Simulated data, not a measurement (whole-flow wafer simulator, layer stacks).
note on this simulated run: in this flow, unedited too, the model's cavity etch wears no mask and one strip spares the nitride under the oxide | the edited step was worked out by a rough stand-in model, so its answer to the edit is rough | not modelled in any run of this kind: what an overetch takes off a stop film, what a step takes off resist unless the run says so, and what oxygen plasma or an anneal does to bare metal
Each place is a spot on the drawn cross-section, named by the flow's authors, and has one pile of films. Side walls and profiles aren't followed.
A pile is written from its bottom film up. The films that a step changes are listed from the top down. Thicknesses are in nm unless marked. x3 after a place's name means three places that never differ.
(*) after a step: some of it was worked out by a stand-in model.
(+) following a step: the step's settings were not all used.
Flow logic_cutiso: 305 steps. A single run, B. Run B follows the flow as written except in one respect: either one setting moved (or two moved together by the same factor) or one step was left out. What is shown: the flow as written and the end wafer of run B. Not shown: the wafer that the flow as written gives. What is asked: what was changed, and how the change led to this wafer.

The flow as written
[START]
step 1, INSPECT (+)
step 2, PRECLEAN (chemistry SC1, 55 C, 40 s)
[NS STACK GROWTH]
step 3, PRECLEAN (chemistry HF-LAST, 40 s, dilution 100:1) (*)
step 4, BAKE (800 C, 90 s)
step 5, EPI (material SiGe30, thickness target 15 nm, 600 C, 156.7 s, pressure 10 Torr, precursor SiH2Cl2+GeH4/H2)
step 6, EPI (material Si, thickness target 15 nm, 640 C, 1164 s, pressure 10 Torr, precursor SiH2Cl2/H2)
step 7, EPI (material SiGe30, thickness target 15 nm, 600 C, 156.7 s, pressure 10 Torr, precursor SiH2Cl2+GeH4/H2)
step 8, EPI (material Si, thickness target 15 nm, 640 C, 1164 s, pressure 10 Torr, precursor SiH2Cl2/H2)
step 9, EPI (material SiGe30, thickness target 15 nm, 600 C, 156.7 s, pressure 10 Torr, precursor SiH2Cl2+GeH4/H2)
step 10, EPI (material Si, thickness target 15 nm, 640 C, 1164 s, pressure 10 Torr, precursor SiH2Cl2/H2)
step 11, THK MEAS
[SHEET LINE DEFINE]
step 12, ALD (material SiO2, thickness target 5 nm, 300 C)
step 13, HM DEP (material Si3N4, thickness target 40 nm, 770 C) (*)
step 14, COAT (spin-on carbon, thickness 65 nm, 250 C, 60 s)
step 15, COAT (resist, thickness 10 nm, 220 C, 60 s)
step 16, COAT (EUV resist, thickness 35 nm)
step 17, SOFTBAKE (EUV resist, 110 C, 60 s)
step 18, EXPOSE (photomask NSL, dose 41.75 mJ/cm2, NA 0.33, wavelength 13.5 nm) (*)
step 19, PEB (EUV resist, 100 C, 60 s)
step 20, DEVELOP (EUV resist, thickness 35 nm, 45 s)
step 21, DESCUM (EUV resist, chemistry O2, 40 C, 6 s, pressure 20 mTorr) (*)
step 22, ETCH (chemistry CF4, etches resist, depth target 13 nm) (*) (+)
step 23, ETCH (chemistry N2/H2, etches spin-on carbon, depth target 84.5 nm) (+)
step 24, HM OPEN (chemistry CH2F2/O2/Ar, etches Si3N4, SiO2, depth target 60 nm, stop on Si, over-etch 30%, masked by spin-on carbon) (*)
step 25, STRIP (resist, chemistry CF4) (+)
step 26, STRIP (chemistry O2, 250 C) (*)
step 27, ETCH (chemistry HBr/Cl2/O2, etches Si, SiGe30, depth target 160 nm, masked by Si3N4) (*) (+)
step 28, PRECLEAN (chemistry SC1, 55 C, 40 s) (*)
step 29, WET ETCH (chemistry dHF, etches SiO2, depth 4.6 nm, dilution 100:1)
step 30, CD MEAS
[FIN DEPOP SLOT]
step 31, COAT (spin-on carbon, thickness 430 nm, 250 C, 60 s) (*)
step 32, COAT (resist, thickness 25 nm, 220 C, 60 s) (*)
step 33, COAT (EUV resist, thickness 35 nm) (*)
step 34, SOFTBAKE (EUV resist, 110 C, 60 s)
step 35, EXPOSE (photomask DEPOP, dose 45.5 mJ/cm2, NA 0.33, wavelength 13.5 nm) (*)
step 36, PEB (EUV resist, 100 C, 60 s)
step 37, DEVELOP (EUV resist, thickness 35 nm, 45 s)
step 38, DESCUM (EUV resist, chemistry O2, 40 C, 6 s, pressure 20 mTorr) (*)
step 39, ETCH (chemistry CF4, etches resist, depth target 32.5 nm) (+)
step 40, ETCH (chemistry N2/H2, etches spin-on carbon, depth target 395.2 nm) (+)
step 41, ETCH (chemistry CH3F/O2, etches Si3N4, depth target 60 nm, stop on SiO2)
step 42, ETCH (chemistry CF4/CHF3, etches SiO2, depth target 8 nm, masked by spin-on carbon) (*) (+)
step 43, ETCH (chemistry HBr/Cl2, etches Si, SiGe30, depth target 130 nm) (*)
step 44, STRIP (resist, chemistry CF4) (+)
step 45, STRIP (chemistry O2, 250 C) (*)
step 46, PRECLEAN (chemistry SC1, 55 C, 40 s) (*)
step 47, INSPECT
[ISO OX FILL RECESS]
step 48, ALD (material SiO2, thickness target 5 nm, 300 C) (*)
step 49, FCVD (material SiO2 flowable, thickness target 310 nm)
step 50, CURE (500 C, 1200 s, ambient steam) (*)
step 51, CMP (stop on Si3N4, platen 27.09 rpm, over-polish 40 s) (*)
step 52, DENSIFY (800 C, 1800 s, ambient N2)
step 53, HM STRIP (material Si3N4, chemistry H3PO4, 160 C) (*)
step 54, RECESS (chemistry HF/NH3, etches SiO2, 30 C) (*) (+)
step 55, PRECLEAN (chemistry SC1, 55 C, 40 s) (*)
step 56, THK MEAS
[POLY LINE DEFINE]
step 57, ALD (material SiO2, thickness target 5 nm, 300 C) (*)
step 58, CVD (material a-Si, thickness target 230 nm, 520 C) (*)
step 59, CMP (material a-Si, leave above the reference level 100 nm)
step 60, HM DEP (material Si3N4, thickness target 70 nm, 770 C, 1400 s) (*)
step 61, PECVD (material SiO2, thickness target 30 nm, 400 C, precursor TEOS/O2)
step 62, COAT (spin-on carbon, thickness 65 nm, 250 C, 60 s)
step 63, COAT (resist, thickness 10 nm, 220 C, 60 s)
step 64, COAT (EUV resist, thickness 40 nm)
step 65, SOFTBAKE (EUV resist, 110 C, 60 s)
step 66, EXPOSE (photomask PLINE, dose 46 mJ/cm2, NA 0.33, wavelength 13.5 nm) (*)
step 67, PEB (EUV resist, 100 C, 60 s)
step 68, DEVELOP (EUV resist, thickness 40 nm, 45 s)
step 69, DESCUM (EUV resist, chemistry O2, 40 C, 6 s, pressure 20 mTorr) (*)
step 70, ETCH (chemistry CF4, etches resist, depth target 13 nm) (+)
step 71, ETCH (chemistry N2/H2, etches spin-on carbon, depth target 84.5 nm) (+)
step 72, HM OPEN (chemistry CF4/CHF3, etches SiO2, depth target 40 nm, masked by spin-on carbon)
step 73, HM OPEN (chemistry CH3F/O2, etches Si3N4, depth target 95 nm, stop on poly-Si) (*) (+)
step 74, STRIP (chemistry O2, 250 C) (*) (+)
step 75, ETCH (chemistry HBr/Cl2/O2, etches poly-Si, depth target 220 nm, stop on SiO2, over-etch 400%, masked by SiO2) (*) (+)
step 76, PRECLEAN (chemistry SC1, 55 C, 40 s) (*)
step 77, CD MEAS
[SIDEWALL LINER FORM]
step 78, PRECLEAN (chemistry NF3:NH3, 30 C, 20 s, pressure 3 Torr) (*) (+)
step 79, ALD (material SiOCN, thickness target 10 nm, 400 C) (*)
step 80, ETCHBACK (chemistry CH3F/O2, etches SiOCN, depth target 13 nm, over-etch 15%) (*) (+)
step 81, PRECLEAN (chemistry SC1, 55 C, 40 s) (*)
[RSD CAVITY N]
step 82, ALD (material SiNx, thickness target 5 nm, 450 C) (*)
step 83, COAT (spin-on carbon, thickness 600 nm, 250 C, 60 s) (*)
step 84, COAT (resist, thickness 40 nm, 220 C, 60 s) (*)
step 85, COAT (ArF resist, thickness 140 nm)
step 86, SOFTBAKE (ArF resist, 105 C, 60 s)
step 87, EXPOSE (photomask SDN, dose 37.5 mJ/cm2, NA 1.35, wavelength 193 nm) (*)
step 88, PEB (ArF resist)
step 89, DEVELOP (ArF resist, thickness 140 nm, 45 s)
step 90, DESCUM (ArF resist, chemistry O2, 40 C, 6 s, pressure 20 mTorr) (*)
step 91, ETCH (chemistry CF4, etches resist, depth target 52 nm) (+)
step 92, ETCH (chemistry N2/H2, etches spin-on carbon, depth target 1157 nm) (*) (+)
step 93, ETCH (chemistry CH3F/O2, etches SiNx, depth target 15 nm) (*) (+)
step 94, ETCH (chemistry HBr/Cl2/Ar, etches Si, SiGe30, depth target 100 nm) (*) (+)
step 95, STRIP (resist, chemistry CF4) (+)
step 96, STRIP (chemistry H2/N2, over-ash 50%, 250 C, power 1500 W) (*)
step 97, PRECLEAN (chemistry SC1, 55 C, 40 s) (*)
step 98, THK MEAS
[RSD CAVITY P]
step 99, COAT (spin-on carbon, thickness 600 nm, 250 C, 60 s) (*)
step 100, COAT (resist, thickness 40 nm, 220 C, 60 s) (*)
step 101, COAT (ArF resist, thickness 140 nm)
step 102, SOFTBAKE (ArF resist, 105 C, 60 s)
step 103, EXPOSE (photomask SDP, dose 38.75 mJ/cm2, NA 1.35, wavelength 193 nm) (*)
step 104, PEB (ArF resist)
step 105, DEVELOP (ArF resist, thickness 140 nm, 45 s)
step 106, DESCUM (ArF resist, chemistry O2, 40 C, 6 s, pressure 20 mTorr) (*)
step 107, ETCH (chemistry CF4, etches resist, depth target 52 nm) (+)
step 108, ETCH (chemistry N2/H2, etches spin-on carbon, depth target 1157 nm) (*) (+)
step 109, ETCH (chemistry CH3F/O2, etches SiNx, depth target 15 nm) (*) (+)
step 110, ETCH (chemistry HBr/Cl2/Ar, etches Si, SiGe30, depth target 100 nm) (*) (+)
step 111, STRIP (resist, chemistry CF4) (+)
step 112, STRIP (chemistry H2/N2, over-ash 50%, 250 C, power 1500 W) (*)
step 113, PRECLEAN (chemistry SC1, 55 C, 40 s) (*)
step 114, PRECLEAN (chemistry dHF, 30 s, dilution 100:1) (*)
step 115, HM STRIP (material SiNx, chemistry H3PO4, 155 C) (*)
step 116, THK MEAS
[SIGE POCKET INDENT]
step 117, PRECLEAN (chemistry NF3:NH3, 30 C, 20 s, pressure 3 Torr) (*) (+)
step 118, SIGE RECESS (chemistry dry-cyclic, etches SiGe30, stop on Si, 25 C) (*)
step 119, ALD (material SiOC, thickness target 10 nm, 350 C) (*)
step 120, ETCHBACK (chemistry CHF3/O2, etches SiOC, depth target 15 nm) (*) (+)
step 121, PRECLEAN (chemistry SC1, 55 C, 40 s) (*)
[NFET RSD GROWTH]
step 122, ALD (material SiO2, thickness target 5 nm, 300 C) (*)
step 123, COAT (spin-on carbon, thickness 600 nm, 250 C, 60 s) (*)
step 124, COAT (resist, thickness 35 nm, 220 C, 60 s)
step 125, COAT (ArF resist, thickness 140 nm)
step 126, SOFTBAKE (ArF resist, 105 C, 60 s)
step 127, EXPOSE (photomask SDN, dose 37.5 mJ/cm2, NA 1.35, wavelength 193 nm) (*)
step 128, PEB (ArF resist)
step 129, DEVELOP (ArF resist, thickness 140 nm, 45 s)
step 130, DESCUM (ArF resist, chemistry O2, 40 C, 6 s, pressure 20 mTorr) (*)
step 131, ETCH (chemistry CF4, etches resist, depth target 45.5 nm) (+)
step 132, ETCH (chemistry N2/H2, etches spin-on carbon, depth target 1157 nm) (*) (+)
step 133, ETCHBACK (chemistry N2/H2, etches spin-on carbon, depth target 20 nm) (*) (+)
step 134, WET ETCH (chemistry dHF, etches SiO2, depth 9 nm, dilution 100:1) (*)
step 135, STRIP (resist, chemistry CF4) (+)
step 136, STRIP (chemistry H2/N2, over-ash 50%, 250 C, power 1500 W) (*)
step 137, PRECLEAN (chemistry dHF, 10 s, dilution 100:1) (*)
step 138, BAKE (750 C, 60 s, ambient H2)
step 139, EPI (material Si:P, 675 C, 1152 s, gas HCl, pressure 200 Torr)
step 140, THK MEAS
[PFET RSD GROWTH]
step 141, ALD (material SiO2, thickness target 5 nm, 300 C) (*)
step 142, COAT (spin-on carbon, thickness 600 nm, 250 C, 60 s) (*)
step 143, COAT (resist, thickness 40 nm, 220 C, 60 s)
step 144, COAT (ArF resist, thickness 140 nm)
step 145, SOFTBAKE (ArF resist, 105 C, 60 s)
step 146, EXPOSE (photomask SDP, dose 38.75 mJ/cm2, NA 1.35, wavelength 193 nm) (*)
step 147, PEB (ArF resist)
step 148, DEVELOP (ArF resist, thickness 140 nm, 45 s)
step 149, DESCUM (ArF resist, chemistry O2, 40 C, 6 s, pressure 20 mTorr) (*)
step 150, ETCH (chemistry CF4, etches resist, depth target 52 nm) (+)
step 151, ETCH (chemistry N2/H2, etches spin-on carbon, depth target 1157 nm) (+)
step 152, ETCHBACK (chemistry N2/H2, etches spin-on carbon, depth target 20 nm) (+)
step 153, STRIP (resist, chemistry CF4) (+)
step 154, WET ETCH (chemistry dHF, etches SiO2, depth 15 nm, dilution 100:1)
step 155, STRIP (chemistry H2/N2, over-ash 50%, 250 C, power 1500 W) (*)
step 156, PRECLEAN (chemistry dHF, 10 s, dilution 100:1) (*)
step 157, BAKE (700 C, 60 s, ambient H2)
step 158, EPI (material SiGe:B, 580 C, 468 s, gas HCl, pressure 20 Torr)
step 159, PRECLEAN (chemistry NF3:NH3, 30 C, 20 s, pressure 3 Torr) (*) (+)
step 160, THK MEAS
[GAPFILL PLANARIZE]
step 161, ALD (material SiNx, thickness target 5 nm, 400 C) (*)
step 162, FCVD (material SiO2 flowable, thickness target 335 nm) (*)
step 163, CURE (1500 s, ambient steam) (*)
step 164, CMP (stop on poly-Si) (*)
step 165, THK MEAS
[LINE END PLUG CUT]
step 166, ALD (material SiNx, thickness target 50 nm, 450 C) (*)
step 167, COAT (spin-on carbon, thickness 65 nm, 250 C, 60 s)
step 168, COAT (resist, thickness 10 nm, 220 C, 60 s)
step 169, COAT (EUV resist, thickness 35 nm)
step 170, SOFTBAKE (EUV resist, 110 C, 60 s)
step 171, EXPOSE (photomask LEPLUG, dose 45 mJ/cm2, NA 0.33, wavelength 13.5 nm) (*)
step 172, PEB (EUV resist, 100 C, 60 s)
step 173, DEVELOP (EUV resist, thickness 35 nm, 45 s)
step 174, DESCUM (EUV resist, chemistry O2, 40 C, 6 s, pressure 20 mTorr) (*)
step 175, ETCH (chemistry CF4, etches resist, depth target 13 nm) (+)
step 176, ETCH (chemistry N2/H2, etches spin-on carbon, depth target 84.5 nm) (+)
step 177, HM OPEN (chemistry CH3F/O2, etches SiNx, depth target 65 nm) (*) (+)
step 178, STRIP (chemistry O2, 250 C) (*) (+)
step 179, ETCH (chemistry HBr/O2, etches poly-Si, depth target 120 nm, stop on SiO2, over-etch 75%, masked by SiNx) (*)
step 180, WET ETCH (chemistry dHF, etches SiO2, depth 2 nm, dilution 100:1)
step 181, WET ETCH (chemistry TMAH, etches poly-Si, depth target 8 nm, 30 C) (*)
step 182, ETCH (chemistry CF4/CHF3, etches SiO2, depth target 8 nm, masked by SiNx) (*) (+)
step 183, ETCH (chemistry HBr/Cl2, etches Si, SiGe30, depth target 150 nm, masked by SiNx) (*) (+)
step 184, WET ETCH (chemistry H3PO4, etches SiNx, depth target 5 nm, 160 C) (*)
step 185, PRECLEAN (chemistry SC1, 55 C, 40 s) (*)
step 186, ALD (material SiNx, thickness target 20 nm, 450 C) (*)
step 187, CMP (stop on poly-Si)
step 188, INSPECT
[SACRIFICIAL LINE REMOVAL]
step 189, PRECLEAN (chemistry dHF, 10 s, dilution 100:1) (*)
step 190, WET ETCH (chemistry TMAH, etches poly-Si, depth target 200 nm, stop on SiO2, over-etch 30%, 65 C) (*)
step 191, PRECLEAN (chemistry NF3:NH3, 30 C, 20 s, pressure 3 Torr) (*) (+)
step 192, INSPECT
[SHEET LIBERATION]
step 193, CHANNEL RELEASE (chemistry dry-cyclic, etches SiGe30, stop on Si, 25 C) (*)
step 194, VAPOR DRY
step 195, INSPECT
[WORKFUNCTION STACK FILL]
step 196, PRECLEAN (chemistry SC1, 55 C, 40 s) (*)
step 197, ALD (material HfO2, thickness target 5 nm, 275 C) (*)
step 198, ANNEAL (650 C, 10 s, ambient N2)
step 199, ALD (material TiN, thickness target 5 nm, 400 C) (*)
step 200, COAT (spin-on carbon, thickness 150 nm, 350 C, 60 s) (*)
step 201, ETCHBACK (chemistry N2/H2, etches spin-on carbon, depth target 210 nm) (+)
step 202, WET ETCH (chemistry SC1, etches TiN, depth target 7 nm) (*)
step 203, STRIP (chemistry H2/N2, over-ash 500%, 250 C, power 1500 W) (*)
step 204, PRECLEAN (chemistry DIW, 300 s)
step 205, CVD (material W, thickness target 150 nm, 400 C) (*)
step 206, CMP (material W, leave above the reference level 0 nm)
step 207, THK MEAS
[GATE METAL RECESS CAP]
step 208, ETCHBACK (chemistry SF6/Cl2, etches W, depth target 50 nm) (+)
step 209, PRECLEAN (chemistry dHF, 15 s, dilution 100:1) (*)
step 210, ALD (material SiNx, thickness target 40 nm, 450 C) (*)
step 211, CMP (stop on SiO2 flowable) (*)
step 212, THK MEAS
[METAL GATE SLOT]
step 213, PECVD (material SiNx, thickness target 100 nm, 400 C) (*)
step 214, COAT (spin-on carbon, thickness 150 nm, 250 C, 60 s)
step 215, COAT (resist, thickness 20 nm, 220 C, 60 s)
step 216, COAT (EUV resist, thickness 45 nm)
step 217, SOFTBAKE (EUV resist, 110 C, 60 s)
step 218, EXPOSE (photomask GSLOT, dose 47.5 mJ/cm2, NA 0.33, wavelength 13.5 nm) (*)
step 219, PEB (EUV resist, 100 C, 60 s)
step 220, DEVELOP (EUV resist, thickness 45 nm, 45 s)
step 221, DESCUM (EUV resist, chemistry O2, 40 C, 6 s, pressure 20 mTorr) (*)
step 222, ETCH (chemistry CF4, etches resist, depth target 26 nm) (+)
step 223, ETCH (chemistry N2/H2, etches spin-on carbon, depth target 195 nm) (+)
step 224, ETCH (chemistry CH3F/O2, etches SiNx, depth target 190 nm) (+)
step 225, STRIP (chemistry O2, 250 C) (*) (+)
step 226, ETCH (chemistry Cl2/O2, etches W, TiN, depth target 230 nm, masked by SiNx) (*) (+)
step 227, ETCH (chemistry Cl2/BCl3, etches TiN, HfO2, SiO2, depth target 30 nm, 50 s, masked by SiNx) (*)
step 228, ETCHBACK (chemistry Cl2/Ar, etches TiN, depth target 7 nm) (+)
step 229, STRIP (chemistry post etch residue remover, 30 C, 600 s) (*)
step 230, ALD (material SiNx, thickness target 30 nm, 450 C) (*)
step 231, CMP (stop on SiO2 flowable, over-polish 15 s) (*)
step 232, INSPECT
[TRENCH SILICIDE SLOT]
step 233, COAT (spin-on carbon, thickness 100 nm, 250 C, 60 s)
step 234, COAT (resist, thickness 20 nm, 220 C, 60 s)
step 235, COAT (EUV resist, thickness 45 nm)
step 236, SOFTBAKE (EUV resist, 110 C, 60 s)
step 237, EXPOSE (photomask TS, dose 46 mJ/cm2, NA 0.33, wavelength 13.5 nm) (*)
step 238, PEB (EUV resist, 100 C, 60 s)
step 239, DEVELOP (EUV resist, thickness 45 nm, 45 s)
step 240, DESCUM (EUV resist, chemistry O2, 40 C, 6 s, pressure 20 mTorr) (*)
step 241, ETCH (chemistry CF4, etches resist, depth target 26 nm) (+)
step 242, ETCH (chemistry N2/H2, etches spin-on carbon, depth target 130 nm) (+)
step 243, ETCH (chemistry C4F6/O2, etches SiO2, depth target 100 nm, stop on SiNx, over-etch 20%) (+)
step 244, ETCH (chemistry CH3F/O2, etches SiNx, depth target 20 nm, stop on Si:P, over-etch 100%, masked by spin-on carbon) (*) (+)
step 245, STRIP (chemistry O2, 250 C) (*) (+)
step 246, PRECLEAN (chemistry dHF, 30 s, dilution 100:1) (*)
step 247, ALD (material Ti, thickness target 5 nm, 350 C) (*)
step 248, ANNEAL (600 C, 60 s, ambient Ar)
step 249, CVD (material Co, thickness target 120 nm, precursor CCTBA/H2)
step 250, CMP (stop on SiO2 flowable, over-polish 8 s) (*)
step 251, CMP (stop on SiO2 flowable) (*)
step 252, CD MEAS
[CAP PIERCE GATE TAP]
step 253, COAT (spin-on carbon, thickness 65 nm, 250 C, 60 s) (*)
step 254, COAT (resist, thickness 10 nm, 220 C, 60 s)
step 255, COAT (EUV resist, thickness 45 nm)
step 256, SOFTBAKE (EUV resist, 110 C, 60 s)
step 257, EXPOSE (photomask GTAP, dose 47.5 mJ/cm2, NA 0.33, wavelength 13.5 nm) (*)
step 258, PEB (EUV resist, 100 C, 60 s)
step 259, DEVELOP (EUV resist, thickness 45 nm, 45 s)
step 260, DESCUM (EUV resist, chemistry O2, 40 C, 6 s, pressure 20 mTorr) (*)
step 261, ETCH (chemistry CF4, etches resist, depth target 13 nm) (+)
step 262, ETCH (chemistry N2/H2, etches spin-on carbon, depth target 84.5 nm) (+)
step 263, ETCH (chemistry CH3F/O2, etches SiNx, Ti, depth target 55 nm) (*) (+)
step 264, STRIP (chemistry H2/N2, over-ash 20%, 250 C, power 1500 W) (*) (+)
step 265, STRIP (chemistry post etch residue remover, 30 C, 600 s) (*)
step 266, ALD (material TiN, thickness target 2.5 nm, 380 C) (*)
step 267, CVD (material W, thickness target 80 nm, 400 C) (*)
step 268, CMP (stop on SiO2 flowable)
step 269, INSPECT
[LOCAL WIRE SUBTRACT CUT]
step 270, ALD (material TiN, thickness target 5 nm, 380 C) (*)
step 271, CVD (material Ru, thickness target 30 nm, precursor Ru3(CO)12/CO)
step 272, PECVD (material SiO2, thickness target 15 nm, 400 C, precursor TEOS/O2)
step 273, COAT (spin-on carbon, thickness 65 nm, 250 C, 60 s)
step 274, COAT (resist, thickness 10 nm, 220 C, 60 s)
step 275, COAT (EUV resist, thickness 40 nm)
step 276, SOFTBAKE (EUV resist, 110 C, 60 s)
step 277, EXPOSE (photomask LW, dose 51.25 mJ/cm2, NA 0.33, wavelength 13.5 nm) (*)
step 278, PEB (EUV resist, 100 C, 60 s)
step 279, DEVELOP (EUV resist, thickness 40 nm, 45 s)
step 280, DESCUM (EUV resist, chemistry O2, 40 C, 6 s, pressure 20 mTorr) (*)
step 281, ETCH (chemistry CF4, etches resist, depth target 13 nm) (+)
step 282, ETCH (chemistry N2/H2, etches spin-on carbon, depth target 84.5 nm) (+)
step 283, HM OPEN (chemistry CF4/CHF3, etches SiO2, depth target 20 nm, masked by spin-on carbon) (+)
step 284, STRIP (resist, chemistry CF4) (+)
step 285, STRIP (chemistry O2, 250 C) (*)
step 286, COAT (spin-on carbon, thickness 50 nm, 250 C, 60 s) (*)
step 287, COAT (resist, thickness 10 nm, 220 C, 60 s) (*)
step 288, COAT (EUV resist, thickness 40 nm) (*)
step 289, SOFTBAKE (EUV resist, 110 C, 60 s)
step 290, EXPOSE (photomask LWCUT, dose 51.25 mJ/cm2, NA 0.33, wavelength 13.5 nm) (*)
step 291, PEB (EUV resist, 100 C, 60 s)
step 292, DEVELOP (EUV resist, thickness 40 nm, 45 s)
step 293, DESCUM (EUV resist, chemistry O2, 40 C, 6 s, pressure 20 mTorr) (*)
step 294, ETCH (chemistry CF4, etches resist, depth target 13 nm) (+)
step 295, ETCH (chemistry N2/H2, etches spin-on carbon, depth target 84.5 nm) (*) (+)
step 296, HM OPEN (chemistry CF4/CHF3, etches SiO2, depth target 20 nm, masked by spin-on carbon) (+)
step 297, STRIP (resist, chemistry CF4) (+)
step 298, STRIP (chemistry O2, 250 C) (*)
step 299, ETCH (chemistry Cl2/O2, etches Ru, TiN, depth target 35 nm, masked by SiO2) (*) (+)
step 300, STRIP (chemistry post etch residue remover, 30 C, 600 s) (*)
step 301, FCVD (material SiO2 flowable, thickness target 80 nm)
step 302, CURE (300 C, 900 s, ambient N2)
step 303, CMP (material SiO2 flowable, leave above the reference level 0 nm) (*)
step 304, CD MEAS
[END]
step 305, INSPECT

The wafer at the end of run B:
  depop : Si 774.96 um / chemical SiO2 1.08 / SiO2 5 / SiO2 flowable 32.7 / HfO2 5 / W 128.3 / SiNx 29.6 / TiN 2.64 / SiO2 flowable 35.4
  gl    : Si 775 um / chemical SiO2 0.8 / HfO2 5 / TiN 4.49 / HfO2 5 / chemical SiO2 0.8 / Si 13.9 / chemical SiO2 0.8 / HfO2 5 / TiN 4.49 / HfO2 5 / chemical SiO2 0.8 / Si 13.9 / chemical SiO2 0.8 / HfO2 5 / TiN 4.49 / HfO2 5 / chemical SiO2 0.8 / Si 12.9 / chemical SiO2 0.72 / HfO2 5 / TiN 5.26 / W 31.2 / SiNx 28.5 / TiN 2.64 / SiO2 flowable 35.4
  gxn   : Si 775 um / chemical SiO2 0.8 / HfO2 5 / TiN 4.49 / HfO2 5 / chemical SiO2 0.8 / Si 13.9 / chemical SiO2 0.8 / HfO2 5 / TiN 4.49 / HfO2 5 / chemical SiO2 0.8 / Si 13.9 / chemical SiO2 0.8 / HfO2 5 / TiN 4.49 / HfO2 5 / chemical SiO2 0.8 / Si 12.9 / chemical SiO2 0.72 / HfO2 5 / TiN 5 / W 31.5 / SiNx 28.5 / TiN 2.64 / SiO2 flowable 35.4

What caused this: step 270, ALD: thickness target 8 nm was run, whereas the flow has thickness target 5 nm.

The path from the change to this, step by step:
  step 270, ALD (material TiN, thickness target 5 nm, 380 C) (*)
      depop, dpovl, gfld and 19 more: TiN gains 8 (new film) (it would be, as written: TiN gains 5 (new film))
  step 299, ETCH (chemistry Cl2/O2, etches Ru, TiN, depth target 35 nm, masked by SiO2) (*) (+)
      depop, dpovl, gfld and 14 more: Ru loses 29.6 (all of it), TiN loses 5.36 (it would be, as written: Ru loses 29.6 (all of it), TiN loses 5 (all of it))
      rsdw: Ru loses 29.6 (all of it), TiN loses 5.35 (it would be, as written: Ru loses 29.6 (all of it), TiN loses 5 (all of it))
  step 301, FCVD (material SiO2 flowable, thickness target 80 nm)
      iso, rsdx: SiO2 flowable gains 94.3 (new film) (it would be, as written: SiO2 flowable gains 94.2)
With metal films that touch counted as one body, depop has 2 bodies (between them, from the top down: SiNx 29.6); the flow as written gives 1 body.
With metal films that touch counted as one body, gl has 5 bodies (between them, from the top down: SiNx 28.5; HfO2 5 / chemical SiO2 0.72 / Si 12.9 / chemical SiO2 0.8 / HfO2 5; HfO2 5 / chemical SiO2 0.8 / Si 13.9 / chemical SiO2 0.8 / HfO2 5; HfO2 5 / chemical SiO2 0.8 / Si 13.9 / chemical SiO2 0.8 / HfO2 5); the flow as written gives 4 bodies (between them, from the top down: HfO2 5 / chemical SiO2 0.72 / Si 12.9 / chemical SiO2 0.8 / HfO2 5; HfO2 5 / chemical SiO2 0.8 / Si 13.9 / chemical SiO2 0.8 / HfO2 5; HfO2 5 / chemical SiO2 0.8 / Si 13.9 / chemical SiO2 0.8 / HfO2 5).
With metal films that touch counted as one body, gxn has 5 bodies (between them, from the top down: SiNx 28.5; HfO2 5 / chemical SiO2 0.72 / Si 12.9 / chemical SiO2 0.8 / HfO2 5; HfO2 5 / chemical SiO2 0.8 / Si 13.9 / chemical SiO2 0.8 / HfO2 5; HfO2 5 / chemical SiO2 0.8 / Si 13.9 / chemical SiO2 0.8 / HfO2 5); the flow as written gives 4 bodies (between them, from the top down: HfO2 5 / chemical SiO2 0.72 / Si 12.9 / chemical SiO2 0.8 / HfO2 5; HfO2 5 / chemical SiO2 0.8 / Si 13.9 / chemical SiO2 0.8 / HfO2 5; HfO2 5 / chemical SiO2 0.8 / Si 13.9 / chemical SiO2 0.8 / HfO2 5).
